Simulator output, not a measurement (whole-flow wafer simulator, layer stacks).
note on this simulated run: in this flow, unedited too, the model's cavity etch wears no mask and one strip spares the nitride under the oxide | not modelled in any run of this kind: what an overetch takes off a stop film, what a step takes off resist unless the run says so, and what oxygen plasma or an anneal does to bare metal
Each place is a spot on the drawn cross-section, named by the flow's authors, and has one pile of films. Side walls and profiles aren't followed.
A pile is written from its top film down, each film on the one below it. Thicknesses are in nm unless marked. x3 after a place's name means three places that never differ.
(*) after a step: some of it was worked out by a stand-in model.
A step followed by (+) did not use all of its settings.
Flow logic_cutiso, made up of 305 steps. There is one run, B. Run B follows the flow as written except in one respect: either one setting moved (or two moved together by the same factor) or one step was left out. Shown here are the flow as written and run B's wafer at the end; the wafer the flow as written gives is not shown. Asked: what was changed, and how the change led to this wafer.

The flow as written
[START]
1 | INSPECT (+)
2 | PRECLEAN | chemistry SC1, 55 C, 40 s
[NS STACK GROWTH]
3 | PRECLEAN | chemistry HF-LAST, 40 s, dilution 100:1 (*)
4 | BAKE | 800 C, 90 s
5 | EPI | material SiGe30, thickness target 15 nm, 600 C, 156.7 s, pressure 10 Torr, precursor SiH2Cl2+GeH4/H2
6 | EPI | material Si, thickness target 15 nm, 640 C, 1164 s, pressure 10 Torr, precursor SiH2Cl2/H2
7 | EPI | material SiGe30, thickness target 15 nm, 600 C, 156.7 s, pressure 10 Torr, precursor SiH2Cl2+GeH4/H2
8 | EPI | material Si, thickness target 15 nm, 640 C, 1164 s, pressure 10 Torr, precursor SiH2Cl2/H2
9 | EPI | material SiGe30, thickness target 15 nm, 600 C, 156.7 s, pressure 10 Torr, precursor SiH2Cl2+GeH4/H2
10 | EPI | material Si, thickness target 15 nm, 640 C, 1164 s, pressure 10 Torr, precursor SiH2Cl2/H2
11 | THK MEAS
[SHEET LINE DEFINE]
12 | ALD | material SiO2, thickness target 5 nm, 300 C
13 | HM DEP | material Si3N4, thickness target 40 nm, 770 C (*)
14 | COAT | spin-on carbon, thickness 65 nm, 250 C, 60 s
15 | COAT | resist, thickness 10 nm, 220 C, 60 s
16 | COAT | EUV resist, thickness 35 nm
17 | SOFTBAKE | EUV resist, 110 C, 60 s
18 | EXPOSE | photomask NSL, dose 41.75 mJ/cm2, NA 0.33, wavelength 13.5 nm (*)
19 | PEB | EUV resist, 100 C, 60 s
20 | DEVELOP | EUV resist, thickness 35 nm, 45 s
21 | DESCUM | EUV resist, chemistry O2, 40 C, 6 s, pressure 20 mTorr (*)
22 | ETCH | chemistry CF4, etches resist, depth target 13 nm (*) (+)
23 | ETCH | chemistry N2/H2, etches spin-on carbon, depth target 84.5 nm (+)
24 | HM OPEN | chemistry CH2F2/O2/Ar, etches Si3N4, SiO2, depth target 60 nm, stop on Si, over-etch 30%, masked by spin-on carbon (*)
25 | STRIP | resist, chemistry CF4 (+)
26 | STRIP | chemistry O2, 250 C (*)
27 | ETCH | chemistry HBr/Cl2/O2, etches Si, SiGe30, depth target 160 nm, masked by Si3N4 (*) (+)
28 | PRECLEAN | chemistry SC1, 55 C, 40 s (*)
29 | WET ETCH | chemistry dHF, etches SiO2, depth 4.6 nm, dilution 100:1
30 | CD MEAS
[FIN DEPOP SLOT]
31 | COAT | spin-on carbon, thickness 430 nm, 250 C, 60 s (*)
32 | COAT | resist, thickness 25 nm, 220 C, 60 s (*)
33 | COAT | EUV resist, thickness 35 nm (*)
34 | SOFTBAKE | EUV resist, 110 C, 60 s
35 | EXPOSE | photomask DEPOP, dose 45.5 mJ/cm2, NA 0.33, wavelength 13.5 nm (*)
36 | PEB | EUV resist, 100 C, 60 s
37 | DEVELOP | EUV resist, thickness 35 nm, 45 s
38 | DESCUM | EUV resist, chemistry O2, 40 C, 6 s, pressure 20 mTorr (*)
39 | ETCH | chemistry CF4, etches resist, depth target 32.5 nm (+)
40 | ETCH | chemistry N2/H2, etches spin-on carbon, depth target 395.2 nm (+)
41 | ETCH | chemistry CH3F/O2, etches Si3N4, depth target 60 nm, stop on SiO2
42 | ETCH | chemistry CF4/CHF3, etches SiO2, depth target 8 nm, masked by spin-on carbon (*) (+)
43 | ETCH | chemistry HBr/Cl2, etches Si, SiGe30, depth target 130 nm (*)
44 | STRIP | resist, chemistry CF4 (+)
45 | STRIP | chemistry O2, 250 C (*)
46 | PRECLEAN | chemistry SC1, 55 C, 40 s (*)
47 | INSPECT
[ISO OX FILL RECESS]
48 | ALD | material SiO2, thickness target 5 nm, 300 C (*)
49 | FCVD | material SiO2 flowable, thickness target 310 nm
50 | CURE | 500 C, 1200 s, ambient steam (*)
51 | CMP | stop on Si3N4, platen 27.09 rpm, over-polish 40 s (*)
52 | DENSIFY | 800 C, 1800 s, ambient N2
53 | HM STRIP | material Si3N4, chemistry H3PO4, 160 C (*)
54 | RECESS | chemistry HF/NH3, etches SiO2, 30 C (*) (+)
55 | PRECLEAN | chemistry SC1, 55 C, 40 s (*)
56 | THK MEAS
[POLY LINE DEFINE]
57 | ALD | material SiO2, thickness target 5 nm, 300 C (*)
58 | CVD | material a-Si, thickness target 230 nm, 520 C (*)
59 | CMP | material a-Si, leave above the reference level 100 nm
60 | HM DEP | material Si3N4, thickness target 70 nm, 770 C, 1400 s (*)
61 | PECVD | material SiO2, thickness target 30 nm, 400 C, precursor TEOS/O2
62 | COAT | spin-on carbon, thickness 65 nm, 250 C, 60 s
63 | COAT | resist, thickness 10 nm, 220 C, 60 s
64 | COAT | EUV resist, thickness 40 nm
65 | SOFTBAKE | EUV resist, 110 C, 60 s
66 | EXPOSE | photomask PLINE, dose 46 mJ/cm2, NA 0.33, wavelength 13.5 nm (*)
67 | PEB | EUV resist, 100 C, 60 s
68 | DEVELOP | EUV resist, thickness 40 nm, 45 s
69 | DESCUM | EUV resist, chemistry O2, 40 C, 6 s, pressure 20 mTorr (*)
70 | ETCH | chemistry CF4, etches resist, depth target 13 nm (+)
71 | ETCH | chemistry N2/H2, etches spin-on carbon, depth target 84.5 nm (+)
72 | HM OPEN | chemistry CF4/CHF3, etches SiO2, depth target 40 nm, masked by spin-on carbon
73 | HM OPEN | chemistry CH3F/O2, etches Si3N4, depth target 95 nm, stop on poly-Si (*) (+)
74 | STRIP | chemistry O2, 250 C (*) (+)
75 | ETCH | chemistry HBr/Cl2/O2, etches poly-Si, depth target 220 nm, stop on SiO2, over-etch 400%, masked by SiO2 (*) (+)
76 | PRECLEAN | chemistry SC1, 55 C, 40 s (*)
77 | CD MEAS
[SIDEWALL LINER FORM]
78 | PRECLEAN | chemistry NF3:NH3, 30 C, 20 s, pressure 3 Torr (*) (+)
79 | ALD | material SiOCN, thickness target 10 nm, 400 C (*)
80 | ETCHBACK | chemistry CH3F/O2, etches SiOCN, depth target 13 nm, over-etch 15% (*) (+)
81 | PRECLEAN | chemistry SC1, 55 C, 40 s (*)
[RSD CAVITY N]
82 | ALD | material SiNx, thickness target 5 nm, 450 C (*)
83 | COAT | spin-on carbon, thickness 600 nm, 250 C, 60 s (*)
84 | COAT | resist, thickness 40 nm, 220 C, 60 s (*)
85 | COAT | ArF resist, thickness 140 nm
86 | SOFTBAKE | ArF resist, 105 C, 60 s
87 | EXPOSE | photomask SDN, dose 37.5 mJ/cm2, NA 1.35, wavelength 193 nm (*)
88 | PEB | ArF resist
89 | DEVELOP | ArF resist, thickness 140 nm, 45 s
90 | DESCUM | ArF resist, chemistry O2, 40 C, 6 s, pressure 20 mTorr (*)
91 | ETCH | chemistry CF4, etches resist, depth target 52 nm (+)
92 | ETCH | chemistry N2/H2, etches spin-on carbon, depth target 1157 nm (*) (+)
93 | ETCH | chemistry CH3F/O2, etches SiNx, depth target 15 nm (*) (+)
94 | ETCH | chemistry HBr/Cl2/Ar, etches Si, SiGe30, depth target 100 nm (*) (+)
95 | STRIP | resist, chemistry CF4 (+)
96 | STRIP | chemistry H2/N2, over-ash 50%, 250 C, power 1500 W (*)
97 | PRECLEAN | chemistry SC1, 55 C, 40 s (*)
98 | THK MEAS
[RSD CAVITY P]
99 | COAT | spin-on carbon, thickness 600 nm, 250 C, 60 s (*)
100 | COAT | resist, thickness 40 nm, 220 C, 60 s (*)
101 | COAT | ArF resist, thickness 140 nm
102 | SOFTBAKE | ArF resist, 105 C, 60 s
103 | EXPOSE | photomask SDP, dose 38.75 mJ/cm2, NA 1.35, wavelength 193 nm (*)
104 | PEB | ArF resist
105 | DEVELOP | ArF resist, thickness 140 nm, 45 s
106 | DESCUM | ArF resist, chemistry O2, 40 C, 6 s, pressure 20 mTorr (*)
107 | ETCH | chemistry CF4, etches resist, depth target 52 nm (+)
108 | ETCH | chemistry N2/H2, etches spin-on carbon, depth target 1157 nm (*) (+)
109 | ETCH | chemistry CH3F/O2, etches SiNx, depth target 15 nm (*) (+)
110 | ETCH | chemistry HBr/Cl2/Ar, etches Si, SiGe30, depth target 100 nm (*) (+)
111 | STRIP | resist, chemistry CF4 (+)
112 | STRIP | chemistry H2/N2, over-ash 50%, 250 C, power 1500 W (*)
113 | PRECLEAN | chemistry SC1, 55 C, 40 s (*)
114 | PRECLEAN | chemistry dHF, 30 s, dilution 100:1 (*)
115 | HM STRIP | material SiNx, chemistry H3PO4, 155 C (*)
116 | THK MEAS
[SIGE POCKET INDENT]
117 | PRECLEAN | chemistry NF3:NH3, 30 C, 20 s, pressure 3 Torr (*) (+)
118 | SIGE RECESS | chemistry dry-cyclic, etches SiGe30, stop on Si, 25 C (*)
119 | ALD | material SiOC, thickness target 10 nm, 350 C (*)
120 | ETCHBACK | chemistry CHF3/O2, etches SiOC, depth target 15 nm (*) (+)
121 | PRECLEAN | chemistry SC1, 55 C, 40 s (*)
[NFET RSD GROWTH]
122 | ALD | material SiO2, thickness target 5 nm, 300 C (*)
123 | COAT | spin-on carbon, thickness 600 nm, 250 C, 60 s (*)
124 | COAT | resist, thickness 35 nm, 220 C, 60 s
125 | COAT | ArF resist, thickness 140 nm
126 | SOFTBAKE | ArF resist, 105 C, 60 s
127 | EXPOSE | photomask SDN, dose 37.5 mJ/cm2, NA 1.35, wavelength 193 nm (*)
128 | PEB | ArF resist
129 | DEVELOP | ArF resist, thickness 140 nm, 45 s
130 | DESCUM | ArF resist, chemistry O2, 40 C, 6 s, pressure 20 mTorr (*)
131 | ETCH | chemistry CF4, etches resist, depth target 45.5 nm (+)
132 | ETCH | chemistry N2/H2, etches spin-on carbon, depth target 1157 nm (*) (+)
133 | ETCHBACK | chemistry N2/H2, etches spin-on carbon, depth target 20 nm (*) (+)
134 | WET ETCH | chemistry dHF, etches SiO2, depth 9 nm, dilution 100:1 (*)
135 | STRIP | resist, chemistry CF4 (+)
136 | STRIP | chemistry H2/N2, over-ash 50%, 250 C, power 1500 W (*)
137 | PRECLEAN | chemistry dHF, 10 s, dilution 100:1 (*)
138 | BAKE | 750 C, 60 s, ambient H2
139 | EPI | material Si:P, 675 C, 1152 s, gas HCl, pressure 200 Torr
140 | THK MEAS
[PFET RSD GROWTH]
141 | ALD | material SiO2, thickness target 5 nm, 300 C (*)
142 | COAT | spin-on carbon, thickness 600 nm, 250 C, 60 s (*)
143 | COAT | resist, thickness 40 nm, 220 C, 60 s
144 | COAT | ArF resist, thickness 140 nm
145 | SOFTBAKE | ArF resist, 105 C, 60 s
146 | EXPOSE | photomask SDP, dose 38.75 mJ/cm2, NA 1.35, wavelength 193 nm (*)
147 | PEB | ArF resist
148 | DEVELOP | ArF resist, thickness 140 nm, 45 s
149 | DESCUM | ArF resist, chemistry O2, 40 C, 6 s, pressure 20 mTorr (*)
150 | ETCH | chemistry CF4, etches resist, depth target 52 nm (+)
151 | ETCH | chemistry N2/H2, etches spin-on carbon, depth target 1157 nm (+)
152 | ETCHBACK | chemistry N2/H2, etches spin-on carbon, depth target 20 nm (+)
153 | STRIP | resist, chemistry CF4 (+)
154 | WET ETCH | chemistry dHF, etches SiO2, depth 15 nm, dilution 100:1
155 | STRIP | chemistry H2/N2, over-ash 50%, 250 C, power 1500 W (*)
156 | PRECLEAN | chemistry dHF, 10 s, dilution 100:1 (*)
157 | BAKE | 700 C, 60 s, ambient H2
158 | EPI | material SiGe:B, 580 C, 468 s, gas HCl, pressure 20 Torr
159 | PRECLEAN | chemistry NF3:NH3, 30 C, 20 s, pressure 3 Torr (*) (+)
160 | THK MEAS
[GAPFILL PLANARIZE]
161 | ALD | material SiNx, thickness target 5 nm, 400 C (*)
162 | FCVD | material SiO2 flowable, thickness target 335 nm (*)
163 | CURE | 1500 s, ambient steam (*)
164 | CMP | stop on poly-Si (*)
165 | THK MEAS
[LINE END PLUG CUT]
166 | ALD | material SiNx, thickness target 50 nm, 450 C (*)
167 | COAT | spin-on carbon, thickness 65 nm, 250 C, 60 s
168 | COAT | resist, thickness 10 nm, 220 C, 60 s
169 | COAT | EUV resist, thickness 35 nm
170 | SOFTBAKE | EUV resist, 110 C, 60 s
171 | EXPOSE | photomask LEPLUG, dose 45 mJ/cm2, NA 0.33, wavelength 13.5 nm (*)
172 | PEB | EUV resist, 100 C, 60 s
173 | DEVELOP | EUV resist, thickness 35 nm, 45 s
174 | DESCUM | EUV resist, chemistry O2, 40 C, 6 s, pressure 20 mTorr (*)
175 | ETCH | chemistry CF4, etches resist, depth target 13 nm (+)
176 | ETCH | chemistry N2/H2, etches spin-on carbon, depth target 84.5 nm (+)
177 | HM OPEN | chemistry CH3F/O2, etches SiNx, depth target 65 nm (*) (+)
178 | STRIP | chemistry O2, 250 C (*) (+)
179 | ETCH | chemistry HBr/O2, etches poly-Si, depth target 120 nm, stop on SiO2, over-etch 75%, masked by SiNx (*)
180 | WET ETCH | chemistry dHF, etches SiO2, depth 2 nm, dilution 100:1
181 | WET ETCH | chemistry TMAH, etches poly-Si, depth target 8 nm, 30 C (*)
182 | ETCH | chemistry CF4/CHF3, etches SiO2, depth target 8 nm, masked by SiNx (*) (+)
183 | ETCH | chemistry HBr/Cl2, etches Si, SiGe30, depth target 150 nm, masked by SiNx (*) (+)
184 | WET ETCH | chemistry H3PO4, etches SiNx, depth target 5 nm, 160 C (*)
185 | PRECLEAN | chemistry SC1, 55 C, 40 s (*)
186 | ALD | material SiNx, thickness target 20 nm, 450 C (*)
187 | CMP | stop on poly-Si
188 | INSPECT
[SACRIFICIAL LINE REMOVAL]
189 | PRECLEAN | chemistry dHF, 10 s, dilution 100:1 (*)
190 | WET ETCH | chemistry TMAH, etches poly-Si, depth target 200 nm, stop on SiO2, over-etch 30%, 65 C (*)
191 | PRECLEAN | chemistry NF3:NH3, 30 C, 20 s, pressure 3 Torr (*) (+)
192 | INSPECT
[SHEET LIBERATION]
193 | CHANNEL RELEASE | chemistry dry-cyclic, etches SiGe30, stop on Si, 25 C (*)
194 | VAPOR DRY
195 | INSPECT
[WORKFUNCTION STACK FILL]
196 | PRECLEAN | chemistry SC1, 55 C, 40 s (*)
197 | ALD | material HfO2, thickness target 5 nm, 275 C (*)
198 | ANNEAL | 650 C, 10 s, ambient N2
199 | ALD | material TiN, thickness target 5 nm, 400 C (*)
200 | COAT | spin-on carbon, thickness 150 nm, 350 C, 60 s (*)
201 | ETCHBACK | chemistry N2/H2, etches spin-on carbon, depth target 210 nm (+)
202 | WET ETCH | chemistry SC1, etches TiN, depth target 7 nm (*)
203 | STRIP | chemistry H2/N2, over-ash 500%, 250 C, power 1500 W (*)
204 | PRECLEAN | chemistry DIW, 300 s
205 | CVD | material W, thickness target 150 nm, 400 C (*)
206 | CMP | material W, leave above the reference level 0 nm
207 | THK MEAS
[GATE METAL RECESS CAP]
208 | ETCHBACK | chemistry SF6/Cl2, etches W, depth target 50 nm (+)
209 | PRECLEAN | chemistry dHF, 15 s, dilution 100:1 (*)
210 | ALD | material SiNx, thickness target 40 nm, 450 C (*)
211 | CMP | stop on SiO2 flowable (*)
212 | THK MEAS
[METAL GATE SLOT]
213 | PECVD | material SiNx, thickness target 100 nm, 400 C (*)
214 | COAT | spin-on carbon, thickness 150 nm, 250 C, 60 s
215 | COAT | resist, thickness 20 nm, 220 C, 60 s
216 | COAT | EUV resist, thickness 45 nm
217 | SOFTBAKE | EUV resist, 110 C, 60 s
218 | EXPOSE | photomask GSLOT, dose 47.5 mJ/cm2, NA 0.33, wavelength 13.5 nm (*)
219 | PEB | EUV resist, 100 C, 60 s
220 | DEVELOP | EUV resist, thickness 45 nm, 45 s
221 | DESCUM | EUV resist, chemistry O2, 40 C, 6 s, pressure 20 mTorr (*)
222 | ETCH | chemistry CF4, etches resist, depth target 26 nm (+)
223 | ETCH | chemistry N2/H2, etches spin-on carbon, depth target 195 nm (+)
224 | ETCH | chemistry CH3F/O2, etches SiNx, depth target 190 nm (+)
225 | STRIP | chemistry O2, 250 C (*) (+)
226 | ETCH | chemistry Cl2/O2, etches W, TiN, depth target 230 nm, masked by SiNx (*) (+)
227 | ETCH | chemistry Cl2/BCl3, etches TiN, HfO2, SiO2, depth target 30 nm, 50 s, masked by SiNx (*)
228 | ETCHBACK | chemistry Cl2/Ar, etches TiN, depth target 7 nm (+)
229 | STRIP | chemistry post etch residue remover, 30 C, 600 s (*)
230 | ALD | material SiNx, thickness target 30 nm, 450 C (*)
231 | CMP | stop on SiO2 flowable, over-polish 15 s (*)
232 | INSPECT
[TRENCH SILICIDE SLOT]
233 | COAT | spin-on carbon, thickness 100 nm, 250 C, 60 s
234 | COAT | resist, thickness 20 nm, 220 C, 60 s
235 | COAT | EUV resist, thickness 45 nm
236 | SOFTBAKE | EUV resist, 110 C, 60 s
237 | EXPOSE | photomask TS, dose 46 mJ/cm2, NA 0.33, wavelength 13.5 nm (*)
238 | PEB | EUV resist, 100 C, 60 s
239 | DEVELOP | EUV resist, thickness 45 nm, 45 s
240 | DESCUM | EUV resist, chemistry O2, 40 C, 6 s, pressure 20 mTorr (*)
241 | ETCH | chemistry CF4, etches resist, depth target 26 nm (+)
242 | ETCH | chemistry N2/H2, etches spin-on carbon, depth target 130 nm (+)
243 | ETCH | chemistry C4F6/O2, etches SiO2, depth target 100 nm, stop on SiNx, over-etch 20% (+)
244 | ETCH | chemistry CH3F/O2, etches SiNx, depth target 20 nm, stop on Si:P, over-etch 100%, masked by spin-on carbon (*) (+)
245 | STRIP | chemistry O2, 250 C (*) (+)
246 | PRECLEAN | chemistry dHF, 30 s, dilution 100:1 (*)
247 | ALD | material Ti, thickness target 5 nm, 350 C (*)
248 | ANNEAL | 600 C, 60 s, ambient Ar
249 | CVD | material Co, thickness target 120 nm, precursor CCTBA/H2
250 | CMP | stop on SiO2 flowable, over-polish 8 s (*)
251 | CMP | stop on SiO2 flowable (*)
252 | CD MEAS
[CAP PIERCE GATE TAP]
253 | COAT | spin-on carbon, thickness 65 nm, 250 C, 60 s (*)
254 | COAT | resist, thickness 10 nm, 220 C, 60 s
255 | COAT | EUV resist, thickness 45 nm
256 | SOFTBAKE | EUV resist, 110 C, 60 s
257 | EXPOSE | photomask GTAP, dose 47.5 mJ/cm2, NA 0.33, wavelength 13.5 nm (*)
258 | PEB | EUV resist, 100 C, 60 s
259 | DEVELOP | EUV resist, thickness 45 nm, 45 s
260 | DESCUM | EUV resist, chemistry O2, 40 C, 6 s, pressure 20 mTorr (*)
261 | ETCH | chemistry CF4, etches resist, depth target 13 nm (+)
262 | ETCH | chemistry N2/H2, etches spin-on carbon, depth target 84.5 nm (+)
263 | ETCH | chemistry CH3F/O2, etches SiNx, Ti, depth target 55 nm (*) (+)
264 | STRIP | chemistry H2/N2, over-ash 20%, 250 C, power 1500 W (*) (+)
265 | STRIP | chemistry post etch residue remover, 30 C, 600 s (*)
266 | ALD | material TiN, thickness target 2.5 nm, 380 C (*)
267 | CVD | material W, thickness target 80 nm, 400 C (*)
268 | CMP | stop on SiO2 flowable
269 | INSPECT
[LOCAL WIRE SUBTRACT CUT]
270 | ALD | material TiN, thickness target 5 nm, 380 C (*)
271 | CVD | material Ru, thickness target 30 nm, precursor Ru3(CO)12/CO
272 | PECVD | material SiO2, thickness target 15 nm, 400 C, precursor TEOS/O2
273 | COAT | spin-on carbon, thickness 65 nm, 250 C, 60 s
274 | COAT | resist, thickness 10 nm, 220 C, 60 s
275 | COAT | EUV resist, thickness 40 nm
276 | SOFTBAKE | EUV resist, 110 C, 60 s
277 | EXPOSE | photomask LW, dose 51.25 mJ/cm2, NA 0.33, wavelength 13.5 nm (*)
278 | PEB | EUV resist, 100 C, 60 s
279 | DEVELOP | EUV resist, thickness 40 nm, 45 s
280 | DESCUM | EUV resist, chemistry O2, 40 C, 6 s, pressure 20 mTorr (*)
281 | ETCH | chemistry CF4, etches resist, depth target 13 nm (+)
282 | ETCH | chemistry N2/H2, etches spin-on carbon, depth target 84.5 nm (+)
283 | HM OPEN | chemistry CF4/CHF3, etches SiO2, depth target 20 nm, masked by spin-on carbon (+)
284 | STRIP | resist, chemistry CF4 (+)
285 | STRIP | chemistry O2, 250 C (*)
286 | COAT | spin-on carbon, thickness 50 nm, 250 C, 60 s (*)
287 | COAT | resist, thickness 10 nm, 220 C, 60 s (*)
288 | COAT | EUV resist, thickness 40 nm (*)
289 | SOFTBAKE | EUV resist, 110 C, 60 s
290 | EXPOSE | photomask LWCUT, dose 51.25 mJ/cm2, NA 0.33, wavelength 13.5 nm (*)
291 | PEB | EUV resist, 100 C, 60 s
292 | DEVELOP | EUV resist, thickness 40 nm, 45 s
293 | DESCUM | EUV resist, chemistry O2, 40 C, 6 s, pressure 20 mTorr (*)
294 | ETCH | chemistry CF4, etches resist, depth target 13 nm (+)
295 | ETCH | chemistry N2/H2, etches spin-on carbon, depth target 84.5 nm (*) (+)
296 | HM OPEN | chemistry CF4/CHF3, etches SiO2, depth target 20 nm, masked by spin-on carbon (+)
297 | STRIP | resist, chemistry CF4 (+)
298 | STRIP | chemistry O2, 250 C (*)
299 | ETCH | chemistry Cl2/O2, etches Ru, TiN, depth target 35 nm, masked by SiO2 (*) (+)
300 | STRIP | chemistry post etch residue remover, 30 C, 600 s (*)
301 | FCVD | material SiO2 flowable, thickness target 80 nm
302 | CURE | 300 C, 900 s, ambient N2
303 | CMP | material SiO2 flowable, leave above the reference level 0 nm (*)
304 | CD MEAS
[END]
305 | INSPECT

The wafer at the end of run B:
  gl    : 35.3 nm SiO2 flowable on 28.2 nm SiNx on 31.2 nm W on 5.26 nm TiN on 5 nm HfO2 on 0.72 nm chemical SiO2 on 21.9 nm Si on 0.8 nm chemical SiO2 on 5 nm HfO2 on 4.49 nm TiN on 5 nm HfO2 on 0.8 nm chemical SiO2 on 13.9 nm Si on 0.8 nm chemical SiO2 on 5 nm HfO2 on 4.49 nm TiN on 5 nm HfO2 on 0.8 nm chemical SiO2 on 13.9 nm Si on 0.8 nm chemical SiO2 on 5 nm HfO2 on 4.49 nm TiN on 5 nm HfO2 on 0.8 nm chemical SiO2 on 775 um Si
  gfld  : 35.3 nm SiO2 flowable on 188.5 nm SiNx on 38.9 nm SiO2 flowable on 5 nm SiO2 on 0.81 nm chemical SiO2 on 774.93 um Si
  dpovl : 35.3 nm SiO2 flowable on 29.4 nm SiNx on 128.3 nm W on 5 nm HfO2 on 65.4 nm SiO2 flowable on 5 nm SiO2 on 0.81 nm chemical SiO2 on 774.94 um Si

What caused this: step 10, EPI: 1863 s was run, whereas the flow has 1164 s.

How this came from the change, step by step:
  10 | EPI | material Si, thickness target 15 nm, 640 C, 1164 s, pressure 10 Torr, precursor SiH2Cl2/H2
      depop, dpovl, gfld and 19 more: Si gains 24 (new film) (as written it would have been: Si gains 15 (new film))
  27 | ETCH | chemistry HBr/Cl2/O2, etches Si, SiGe30, depth target 160 nm, masked by Si3N4 (*) (+)
      gfld, gxf, iso, lnri: chemical SiO2 loses 0.79 (all of it), Si loses 20.4 (all of it), SiGe30 loses 15 (all of it), Si loses 15 (all of it), SiGe30 loses 15 (all of it), Si loses 15 (all of it), SiGe30 loses 15 (all of it), Si loses 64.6 (as written it would have been: chemical SiO2 loses 0.79 (all of it), Si loses 11.4 (all of it), SiGe30 loses 15 (all of it), Si loses 15 (all of it), SiGe30 loses 15 (all of it), Si loses 15 (all of it), SiGe30 loses 15 (all of it), Si loses 73.6)
      dpovl, nsgap: chemical SiO2 loses 0.79 (all of it), Si loses 20.8 (all of it), SiGe30 loses 15 (all of it), Si loses 15 (all of it), SiGe30 loses 15 (all of it), Si loses 15 (all of it), SiGe30 loses 15 (all of it), Si loses 64.2 (as written it would have been: chemical SiO2 loses 0.79 (all of it), Si loses 11.8 (all of it), SiGe30 loses 15 (all of it), Si loses 15 (all of it), SiGe30 loses 15 (all of it), Si loses 15 (all of it), SiGe30 loses 15 (all of it), Si loses 73.2)
      (also at 1 further place)
  43 | ETCH | chemistry HBr/Cl2, etches Si, SiGe30, depth target 130 nm (*)
      depop: Si loses 23 (all of it), SiGe30 loses 15 (all of it), Si loses 15 (all of it), SiGe30 loses 15 (all of it), Si loses 15 (all of it), SiGe30 loses 15 (all of it), Si loses 32 (as written it would have been: Si loses 14 (all of it), SiGe30 loses 15 (all of it), Si loses 15 (all of it), SiGe30 loses 15 (all of it), Si loses 15 (all of it), SiGe30 loses 15 (all of it), Si loses 41)
  94 | ETCH | chemistry HBr/Cl2/Ar, etches Si, SiGe30, depth target 100 nm (*) (+)
      rsdn, rsdx: chemical SiO2 loses 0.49 (all of it), Si loses 21.8 (all of it), SiGe30 loses 15 (all of it), Si loses 15 (all of it), SiGe30 loses 15 (all of it), Si loses 15 (all of it), SiGe30 loses 15 (all of it), Si loses 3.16 (as written it would have been: chemical SiO2 loses 0.49 (all of it), Si loses 12.8 (all of it), SiGe30 loses 15 (all of it), Si loses 15 (all of it), SiGe30 loses 15 (all of it), Si loses 15 (all of it), SiGe30 loses 15 (all of it), Si loses 12.2)
  110 | ETCH | chemistry HBr/Cl2/Ar, etches Si, SiGe30, depth target 100 nm (*) (+)
      rsdp, rsdw: chemical SiO2 loses 0.49 (all of it), Si loses 21.8 (all of it), SiGe30 loses 15 (all of it), Si loses 15 (all of it), SiGe30 loses 15 (all of it), Si loses 15 (all of it), SiGe30 loses 15 (all of it), Si loses 3.16 (as written it would have been: chemical SiO2 loses 0.49 (all of it), Si loses 12.8 (all of it), SiGe30 loses 15 (all of it), Si loses 15 (all of it), SiGe30 loses 15 (all of it), Si loses 15 (all of it), SiGe30 loses 15 (all of it), Si loses 12.2)
  183 | ETCH | chemistry HBr/Cl2, etches Si, SiGe30, depth target 150 nm, masked by SiNx (*) (+)
      plug: Si loses 22.6 (all of it), SiGe30 loses 15 (all of it), Si loses 15 (all of it), SiGe30 loses 15 (all of it), Si loses 15 (all of it), SiGe30 loses 15 (all of it), Si loses 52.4 (as written it would have been: Si loses 13.6 (all of it), SiGe30 loses 15 (all of it), Si loses 15 (all of it), SiGe30 loses 15 (all of it), Si loses 15 (all of it), SiGe30 loses 15 (all of it), Si loses 61.4)
